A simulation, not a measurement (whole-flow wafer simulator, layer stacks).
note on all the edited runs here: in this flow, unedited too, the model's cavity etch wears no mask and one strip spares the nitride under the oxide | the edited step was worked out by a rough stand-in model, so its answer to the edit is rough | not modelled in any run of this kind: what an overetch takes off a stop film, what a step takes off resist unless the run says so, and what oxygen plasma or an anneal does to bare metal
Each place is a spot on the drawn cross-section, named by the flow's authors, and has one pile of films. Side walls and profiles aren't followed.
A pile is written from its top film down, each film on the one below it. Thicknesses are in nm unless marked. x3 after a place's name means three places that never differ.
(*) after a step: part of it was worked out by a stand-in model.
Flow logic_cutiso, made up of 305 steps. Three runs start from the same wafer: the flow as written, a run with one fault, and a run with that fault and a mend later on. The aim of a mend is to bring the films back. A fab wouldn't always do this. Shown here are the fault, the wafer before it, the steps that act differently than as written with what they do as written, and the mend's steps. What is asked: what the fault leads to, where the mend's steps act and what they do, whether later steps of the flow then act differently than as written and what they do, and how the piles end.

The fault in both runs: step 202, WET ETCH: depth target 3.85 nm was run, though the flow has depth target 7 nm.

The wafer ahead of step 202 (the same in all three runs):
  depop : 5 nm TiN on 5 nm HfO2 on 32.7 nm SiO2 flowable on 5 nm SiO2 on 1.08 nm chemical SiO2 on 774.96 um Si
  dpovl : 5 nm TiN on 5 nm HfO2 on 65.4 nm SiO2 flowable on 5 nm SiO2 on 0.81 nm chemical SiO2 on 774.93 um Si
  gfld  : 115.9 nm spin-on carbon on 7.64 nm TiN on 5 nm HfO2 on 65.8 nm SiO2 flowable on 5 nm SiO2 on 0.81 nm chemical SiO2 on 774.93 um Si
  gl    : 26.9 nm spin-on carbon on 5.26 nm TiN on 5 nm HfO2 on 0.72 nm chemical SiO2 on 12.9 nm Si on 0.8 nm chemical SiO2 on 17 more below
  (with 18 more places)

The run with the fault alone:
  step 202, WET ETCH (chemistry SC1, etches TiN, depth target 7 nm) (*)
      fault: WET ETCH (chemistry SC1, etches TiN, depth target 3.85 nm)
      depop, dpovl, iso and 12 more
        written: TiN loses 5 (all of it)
        fault: TiN loses 3.85
  Steps further on in the flow that do not act as written (2 more steps, not shown, differ only slightly: by at most 2% or 0.5 nm, whichever is larger):
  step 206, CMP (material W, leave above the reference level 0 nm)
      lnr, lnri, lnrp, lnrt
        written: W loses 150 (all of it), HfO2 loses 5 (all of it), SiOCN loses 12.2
        fault: W loses 150 (all of it), TiN loses 1.15 (all of it), HfO2 loses 5 (all of it), SiOCN loses 12.2
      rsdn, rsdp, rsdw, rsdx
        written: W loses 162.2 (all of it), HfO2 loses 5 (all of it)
        fault: W loses 162.2 (all of it), TiN loses 1.15 (all of it), HfO2 loses 5 (all of it)
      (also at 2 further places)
  By the end, the piles at depop, dpovl, isow, ns, nsgap depart from the flow's by more than 2% or 0.5 nm, whichever is larger.
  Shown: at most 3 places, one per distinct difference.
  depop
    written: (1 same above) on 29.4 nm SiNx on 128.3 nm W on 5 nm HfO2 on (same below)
    fault: (1 same above) on 29.4 nm SiNx on 127.1 nm W on 1.15 nm TiN on 5 nm HfO2 on (same below)
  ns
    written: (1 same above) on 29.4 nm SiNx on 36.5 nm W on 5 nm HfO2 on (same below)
    fault: (1 same above) on 29.4 nm SiNx on 35.3 nm W on 1.15 nm TiN on 5 nm HfO2 on (same below)

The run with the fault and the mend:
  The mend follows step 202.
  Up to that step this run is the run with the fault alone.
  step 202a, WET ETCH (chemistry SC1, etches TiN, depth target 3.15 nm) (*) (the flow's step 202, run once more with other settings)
      depop, dpovl, iso and 12 more
        TiN loses 1.15 (all of it)
  Later steps of the flow that are run all act as written at every place that is followed, up to a difference of at most 2% or 0.5 nm, whichever is larger.
  The piles end the same as the flow's at every place that both follow.
